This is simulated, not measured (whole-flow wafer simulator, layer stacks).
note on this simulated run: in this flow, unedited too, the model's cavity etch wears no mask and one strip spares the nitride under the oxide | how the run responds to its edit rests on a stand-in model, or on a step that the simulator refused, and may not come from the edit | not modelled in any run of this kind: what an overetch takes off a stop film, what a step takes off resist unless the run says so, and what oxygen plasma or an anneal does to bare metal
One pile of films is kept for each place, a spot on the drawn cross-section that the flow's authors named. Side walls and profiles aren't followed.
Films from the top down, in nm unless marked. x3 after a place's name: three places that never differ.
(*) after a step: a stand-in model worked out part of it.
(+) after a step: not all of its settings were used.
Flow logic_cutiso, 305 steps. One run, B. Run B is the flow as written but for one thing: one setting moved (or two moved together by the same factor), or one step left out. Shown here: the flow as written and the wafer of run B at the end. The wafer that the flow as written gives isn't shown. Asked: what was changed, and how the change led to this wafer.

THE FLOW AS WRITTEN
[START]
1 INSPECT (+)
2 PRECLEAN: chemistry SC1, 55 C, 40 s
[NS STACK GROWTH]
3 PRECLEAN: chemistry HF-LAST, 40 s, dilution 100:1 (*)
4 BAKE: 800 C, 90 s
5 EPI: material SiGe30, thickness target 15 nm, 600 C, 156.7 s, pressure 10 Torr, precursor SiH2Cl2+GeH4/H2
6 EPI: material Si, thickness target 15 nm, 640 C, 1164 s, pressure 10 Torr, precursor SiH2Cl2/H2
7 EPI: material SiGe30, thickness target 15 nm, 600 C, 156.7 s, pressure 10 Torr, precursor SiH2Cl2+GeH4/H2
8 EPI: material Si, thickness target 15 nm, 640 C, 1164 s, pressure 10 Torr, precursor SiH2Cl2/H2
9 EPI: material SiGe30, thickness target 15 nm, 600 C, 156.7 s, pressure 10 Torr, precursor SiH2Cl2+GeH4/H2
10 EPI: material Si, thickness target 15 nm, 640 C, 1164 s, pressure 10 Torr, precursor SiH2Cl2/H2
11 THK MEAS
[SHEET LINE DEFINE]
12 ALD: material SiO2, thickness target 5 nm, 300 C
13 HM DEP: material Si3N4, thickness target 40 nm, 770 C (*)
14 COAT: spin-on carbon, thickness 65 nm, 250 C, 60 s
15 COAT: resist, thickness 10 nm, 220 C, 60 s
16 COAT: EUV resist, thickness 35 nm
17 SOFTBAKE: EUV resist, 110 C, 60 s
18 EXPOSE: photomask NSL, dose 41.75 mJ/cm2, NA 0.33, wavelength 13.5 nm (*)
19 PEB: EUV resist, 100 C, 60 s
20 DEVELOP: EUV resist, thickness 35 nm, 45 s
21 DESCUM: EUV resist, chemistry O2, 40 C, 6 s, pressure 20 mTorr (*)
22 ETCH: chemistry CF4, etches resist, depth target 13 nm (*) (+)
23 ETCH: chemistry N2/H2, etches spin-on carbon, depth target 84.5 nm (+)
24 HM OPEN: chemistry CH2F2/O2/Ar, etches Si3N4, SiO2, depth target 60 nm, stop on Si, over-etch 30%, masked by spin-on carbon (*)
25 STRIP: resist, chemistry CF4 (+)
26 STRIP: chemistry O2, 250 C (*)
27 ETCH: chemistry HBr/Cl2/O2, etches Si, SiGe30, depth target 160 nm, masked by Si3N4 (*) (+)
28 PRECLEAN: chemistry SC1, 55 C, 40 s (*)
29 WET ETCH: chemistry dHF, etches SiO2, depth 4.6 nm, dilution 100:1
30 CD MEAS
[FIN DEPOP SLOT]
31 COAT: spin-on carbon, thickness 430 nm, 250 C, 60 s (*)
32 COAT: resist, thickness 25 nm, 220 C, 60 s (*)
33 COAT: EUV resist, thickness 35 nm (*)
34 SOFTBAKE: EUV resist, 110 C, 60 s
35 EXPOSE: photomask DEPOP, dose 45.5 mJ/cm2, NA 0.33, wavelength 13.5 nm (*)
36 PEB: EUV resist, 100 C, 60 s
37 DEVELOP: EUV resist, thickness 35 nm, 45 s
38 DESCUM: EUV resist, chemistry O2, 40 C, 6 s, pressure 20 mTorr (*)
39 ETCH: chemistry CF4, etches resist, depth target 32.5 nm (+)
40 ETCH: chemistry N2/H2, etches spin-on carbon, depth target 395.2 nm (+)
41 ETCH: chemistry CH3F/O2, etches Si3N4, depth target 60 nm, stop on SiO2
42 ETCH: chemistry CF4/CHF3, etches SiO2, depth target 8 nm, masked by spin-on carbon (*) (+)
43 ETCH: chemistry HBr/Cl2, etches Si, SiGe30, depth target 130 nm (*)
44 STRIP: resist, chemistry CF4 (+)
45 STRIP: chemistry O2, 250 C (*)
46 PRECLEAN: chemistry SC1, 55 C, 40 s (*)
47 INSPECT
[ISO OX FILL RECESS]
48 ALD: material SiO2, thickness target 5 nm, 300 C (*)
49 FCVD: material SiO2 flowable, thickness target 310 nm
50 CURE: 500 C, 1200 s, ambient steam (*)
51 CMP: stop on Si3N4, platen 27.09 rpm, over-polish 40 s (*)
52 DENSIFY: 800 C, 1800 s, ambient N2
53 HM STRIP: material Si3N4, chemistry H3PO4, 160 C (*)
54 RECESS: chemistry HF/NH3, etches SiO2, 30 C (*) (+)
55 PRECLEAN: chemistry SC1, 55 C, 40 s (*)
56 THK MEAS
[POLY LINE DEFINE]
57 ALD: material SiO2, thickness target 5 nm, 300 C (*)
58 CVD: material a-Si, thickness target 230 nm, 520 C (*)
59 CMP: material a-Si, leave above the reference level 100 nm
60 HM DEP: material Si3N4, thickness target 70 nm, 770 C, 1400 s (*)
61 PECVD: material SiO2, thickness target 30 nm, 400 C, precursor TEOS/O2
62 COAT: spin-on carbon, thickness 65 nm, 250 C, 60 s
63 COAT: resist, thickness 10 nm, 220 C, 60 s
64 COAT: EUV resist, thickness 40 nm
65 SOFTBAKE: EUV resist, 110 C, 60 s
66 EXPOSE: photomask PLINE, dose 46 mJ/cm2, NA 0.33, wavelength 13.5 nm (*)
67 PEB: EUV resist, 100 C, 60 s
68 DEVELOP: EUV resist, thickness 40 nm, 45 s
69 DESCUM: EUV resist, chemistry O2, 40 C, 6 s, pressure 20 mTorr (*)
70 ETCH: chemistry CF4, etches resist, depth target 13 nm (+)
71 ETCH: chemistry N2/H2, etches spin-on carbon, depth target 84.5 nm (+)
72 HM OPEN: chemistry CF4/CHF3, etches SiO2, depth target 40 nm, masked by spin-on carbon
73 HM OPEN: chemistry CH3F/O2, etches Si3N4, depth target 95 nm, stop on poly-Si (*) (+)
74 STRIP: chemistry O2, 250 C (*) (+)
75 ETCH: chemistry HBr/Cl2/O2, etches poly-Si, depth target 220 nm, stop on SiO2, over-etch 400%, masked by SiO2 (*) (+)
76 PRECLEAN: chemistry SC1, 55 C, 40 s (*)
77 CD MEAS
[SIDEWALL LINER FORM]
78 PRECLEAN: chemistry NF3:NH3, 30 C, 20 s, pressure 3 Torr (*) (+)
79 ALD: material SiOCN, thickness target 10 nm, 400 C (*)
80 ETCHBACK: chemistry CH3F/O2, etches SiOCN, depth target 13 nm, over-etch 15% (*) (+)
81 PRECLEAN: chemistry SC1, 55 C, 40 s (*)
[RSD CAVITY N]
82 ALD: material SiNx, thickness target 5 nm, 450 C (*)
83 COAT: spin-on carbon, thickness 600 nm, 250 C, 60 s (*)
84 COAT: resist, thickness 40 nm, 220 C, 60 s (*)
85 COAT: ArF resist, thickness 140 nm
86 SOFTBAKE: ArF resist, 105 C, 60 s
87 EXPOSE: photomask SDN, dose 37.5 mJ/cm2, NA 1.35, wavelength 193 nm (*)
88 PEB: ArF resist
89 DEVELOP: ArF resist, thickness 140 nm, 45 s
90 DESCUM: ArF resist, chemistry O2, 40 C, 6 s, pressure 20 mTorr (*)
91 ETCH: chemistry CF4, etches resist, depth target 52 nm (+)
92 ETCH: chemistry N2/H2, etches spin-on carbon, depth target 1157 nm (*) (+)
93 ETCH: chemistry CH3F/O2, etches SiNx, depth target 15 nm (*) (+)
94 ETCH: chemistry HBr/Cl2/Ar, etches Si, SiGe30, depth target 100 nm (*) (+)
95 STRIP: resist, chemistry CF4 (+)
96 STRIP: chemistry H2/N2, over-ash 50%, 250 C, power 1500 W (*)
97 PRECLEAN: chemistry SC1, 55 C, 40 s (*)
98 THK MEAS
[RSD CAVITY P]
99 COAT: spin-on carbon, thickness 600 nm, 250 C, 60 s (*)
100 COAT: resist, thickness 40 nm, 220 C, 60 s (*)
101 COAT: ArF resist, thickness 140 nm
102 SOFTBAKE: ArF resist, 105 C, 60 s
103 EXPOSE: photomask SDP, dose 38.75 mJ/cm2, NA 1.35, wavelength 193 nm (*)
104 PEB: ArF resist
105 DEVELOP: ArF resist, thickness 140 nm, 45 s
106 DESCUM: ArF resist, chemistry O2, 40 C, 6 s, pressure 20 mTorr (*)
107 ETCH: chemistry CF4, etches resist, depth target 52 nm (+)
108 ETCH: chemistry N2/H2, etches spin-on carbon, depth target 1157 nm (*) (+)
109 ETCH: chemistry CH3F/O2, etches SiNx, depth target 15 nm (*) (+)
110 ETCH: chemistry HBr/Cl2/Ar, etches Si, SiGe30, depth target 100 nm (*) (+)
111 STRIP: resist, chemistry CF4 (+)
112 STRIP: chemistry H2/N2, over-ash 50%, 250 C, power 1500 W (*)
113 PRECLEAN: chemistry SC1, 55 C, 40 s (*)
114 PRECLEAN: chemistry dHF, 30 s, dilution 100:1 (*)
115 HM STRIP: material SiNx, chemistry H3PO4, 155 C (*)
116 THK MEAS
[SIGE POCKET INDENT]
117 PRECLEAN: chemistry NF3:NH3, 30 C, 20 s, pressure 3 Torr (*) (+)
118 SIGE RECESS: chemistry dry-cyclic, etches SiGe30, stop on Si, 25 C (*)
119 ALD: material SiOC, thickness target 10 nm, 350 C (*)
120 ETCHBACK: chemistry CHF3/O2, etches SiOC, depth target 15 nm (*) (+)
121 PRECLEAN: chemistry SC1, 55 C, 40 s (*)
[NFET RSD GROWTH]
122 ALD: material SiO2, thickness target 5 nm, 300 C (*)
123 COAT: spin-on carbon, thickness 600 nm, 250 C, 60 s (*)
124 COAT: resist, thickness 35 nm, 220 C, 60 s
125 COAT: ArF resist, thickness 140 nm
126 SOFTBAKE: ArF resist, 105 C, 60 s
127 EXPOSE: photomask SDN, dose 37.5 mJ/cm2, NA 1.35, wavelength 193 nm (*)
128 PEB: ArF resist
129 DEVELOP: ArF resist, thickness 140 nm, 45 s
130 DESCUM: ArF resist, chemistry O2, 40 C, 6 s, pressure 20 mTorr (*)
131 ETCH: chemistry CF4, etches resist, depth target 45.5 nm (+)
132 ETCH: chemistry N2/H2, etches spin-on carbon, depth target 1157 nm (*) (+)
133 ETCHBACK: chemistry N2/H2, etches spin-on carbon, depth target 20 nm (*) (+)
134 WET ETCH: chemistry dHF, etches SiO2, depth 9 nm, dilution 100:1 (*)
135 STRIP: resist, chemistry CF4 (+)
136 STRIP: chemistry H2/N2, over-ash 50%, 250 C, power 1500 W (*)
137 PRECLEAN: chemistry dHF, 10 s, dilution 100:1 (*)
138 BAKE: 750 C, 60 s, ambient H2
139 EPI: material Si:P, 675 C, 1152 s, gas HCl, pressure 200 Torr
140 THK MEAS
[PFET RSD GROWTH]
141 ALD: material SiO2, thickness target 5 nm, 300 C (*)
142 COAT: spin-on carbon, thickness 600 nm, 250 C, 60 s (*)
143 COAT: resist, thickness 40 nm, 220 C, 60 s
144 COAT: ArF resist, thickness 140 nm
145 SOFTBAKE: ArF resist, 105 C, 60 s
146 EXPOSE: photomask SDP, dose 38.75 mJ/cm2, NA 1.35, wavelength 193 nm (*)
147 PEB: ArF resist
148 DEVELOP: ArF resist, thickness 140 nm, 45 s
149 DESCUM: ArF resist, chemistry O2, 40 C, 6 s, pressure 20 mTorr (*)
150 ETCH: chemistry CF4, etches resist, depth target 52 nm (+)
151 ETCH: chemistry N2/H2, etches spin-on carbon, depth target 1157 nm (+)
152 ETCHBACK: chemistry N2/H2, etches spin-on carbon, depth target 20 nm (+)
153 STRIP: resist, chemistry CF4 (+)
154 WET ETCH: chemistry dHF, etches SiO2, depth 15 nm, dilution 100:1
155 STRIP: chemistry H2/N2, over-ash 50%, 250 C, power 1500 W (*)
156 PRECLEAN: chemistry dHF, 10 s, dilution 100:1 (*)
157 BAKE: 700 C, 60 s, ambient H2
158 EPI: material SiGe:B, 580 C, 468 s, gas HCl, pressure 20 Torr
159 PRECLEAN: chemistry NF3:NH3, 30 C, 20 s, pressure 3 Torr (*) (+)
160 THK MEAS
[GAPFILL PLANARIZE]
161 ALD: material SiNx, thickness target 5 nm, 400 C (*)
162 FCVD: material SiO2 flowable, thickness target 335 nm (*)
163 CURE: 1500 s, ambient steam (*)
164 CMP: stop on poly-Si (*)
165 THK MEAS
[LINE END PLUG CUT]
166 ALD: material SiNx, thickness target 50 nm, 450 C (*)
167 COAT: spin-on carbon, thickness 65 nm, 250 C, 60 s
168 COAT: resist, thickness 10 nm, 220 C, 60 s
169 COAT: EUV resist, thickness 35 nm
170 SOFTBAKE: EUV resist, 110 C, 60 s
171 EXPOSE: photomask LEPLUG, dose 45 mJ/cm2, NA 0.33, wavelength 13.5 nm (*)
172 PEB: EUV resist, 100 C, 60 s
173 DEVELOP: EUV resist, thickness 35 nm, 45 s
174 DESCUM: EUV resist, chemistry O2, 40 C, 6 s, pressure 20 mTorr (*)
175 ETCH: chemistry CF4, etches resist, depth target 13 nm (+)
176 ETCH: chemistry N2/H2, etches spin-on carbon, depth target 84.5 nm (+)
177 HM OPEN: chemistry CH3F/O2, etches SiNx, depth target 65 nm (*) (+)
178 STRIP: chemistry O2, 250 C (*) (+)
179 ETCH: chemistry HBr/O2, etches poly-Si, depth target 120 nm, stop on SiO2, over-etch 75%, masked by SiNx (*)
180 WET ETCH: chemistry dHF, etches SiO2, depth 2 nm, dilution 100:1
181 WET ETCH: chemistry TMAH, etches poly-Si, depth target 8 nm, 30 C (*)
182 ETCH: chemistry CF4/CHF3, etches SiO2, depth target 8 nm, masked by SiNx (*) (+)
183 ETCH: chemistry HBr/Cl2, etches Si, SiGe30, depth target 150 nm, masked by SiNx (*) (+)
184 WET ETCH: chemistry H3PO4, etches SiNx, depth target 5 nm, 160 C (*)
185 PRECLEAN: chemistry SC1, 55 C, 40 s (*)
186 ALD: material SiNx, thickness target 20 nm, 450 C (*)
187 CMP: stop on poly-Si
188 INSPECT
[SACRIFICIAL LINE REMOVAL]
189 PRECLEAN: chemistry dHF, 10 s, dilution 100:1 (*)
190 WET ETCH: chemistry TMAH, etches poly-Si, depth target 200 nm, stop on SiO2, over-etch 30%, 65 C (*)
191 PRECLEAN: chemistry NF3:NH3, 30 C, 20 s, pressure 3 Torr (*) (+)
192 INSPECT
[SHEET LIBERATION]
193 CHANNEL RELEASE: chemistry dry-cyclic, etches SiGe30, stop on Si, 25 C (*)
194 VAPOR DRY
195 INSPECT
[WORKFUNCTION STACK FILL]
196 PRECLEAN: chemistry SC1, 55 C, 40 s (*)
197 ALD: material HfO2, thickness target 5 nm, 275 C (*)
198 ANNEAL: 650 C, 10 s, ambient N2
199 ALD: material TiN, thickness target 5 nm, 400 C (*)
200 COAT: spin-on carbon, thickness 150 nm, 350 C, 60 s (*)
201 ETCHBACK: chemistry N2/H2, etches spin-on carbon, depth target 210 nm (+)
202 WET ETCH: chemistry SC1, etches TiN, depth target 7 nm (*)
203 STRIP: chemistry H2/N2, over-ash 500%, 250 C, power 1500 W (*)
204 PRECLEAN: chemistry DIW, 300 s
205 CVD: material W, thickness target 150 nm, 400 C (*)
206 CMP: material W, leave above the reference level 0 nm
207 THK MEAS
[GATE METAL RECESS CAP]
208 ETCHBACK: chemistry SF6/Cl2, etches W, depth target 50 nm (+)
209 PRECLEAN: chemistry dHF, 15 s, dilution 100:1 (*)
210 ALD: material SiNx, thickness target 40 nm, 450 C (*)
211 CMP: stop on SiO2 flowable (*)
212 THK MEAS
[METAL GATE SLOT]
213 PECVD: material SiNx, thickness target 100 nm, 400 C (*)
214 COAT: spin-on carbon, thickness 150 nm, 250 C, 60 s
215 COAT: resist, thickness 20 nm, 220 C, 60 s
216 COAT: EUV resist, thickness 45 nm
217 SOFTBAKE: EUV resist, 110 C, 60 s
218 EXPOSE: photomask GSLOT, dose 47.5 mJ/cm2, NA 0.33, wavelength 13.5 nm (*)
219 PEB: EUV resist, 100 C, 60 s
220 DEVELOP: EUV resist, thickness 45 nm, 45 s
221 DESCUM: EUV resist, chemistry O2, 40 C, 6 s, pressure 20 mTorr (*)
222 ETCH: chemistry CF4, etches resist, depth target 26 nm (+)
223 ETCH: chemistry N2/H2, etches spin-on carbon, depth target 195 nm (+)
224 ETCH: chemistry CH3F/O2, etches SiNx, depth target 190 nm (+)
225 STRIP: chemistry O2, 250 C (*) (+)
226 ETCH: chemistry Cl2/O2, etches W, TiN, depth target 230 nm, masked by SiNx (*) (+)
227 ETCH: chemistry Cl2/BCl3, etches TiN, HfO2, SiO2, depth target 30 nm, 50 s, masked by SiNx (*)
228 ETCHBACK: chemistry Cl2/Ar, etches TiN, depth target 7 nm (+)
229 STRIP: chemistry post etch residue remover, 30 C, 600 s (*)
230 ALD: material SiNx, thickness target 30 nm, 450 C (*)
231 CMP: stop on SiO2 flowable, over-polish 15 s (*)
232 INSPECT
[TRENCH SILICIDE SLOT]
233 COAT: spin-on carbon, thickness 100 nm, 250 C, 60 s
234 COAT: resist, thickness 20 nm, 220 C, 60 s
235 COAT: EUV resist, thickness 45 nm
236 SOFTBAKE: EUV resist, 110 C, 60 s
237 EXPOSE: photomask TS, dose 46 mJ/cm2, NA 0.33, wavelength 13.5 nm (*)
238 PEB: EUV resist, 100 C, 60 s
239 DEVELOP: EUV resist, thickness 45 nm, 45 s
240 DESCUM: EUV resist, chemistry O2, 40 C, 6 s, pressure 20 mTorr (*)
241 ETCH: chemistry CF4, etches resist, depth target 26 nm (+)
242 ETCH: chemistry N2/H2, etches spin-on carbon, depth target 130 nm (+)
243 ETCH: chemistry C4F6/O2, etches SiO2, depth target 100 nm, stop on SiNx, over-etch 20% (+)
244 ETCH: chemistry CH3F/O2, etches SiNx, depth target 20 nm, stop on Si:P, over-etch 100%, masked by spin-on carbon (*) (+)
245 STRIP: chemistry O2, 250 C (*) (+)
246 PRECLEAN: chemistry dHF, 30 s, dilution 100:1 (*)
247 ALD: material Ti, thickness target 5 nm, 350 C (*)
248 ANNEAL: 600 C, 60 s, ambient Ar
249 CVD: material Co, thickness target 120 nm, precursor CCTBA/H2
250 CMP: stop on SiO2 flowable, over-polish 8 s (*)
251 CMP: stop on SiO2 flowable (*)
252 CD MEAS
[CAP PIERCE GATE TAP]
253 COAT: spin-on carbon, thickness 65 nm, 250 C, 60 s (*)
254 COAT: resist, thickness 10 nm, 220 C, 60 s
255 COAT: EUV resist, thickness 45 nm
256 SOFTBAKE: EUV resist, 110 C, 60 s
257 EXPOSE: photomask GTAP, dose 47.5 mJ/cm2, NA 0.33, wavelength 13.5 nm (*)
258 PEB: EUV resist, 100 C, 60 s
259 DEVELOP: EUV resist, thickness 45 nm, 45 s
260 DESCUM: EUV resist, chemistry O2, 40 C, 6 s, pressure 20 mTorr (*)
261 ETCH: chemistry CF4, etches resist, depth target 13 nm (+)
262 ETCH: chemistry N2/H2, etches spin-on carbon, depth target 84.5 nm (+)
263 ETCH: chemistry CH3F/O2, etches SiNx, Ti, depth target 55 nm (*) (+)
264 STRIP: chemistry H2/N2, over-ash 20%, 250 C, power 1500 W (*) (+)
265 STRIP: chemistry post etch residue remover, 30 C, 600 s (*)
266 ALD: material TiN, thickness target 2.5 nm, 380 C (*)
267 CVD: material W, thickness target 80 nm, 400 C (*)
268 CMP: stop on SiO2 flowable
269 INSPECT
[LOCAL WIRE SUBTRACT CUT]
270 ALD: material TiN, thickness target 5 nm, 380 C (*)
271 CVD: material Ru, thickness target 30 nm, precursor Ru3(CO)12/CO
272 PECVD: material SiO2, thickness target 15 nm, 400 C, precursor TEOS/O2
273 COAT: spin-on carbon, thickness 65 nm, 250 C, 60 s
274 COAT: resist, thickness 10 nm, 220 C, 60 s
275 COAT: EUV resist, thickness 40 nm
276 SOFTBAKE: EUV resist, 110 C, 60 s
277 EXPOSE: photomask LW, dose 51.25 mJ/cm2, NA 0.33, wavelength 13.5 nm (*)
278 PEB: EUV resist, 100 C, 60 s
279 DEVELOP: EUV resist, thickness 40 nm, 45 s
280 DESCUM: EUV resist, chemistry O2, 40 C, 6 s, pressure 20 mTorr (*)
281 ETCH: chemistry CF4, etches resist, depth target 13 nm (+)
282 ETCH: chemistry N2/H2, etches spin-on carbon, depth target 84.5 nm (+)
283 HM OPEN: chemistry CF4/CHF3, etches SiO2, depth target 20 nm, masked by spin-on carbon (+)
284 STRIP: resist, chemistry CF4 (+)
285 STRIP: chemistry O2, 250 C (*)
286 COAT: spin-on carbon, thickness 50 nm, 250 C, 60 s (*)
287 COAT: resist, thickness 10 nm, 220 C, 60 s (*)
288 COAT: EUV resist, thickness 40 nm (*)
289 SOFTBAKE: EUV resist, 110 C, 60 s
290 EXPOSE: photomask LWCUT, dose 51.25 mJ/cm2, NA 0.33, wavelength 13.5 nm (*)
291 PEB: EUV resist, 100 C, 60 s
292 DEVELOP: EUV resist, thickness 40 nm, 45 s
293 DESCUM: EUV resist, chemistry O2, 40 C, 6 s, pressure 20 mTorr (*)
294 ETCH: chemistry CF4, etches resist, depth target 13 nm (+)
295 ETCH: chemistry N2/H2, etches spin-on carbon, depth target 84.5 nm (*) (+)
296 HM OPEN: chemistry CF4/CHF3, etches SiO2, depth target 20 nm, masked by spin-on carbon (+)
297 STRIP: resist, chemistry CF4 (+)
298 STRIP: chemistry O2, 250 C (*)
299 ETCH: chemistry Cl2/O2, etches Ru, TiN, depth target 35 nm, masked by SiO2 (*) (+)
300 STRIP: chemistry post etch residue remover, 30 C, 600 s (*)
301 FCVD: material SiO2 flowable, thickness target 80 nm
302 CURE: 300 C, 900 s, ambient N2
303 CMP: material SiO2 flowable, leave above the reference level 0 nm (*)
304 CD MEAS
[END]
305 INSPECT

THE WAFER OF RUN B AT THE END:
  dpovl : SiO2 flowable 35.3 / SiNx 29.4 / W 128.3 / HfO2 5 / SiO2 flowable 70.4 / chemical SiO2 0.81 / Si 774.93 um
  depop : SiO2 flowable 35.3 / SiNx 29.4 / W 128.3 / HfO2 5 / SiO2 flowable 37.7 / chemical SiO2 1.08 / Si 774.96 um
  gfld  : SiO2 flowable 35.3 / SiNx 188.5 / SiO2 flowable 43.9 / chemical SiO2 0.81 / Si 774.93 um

The cause: step 48, ALD: material SiO2, thickness target 5 nm, 300 C (*), was left out.

How the change led to this, step by step:
  49 FCVD: material SiO2 flowable, thickness target 310 nm
      dpovl, nsgap: SiO2 flowable +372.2 (new film) (as written it would be: SiO2 flowable +392.6 (new film))
      depop: SiO2 flowable +339.5 (new film) (as written it would be: SiO2 flowable +359.9 (new film))
      (and at 2 more places)
  50 CURE: 500 C, 1200 s, ambient steam (*)
      depop, dpovl: SiO2 flowable -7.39 (as written it would be: SiO2 flowable -7.92)
      isow: SiO2 flowable -7.31 (as written it would be: SiO2 flowable -7.85)
      (and at 2 more places)
  51 CMP: stop on Si3N4, platen 27.09 rpm, over-polish 40 s (*)
      lnrt, rsdn, tap: SiO2 flowable -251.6 (all of it), Si3N4 -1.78 (as written it would be: SiO2 flowable -254.2 (all of it), SiO2 -5 (all of it), Si3N4 -1.78)
      glp, lnrp: SiO2 flowable -251.3 (all of it), Si3N4 -1.78 (as written it would be: SiO2 flowable -253.9 (all of it), SiO2 -5 (all of it), Si3N4 -1.78)
      (and at 17 more places)
  197 ALD: material HfO2, thickness target 5 nm, 275 C (*)
      gxf: HfO2 +5 (new film) (as written it would be: HfO2 +7.7 (new film))
  199 ALD: material TiN, thickness target 5 nm, 400 C (*)
      gxf: TiN +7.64 (new film) (as written it would be: TiN +5 (new film))
